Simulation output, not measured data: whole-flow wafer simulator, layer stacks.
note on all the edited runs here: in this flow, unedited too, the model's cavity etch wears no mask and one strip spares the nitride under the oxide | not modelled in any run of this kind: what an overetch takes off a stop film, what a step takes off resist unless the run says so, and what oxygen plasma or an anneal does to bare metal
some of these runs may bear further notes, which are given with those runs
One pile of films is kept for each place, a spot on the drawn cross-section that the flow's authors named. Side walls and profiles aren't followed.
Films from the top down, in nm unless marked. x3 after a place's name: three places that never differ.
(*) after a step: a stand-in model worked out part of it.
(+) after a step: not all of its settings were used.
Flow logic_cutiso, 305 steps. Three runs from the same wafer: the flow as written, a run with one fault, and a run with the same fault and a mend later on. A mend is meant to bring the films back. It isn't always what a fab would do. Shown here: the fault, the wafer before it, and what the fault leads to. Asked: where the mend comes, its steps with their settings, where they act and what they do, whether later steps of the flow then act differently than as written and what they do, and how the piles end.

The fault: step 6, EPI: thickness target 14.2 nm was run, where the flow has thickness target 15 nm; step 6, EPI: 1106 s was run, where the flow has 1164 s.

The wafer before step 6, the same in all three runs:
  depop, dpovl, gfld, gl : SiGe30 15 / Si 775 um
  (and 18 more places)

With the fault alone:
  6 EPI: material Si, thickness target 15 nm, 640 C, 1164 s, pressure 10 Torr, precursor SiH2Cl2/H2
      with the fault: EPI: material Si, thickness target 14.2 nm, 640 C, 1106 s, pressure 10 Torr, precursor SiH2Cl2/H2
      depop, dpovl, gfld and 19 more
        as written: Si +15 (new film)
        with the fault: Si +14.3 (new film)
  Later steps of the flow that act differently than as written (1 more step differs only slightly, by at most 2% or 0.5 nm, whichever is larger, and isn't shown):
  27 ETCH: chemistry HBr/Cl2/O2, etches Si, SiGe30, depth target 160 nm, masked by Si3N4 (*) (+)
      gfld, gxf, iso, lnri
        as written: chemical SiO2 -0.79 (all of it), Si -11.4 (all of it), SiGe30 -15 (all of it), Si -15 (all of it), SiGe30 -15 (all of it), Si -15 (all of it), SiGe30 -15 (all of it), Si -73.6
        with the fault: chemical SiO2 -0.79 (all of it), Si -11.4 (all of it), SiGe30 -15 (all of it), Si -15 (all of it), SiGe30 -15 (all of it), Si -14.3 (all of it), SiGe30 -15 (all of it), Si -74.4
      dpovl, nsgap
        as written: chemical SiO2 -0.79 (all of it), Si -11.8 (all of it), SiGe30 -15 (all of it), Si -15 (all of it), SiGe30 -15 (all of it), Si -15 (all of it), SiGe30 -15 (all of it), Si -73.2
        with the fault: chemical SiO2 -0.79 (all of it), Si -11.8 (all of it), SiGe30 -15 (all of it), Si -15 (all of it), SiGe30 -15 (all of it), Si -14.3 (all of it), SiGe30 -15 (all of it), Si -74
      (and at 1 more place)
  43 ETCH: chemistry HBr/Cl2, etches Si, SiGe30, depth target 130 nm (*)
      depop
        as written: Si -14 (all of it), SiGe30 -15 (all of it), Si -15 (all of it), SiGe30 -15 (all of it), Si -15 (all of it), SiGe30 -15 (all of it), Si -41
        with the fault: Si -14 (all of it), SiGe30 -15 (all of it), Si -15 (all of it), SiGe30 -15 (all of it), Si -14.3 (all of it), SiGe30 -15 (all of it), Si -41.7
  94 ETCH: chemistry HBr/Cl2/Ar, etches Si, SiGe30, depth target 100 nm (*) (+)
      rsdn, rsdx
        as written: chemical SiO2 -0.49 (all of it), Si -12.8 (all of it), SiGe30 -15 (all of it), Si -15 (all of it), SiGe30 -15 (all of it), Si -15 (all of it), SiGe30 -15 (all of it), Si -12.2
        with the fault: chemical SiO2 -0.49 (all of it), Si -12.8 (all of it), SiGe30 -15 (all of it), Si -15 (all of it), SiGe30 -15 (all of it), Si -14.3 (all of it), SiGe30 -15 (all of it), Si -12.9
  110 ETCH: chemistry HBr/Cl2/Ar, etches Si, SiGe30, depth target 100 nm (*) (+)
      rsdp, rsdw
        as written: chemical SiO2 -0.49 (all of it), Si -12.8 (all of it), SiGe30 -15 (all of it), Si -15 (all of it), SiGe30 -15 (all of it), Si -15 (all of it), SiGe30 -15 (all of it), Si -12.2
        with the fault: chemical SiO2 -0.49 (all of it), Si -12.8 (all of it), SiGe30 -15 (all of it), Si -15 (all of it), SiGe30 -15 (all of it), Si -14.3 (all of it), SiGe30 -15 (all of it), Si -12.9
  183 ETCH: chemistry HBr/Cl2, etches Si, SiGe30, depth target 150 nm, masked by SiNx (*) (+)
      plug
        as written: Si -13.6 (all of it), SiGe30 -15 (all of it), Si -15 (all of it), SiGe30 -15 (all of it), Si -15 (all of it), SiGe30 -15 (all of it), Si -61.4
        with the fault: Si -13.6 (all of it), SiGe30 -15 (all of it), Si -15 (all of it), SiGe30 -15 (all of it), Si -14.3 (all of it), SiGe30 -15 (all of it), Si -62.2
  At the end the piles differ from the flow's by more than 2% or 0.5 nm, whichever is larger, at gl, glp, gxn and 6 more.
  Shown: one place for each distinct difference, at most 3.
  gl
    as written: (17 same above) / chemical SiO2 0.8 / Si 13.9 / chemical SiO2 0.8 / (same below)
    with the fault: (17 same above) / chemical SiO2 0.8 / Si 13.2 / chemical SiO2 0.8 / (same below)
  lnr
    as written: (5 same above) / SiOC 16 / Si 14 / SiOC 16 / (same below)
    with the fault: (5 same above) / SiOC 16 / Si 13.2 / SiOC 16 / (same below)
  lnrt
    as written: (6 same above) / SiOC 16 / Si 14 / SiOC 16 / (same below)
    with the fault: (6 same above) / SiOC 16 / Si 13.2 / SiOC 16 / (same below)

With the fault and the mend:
  The mend comes after step 6.
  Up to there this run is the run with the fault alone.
  6a EPI: material Si, thickness target 0.8 nm, 640 C, 62.1 s, pressure 10 Torr, precursor SiH2Cl2/H2 (the flow's step 6 once more, with other settings)
      depop, dpovl, gfld and 19 more
        Si +0.8
  Later steps of the flow that act differently than as written (29 more steps differ only slightly, by at most 2% or 0.5 nm, whichever is larger, and aren't shown):
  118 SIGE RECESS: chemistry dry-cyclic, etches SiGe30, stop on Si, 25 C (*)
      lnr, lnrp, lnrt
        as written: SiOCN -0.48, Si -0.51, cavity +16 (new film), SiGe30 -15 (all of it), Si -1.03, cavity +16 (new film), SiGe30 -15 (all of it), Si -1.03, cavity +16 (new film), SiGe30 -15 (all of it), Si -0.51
        with the mend: under 1 film: Si -0.51, cavity +16 (new film), SiGe30 -15 (all of it), Si -1.03, cavity +16 (new film), SiGe30 -15 (all of it), Si -1.31, cavity +16 (new film), SiGe30 -15 (all of it), Si -0.51
  At the end the piles differ from the flow's only slightly at the places that both follow, by at most 2% or 0.5 nm, whichever is larger.
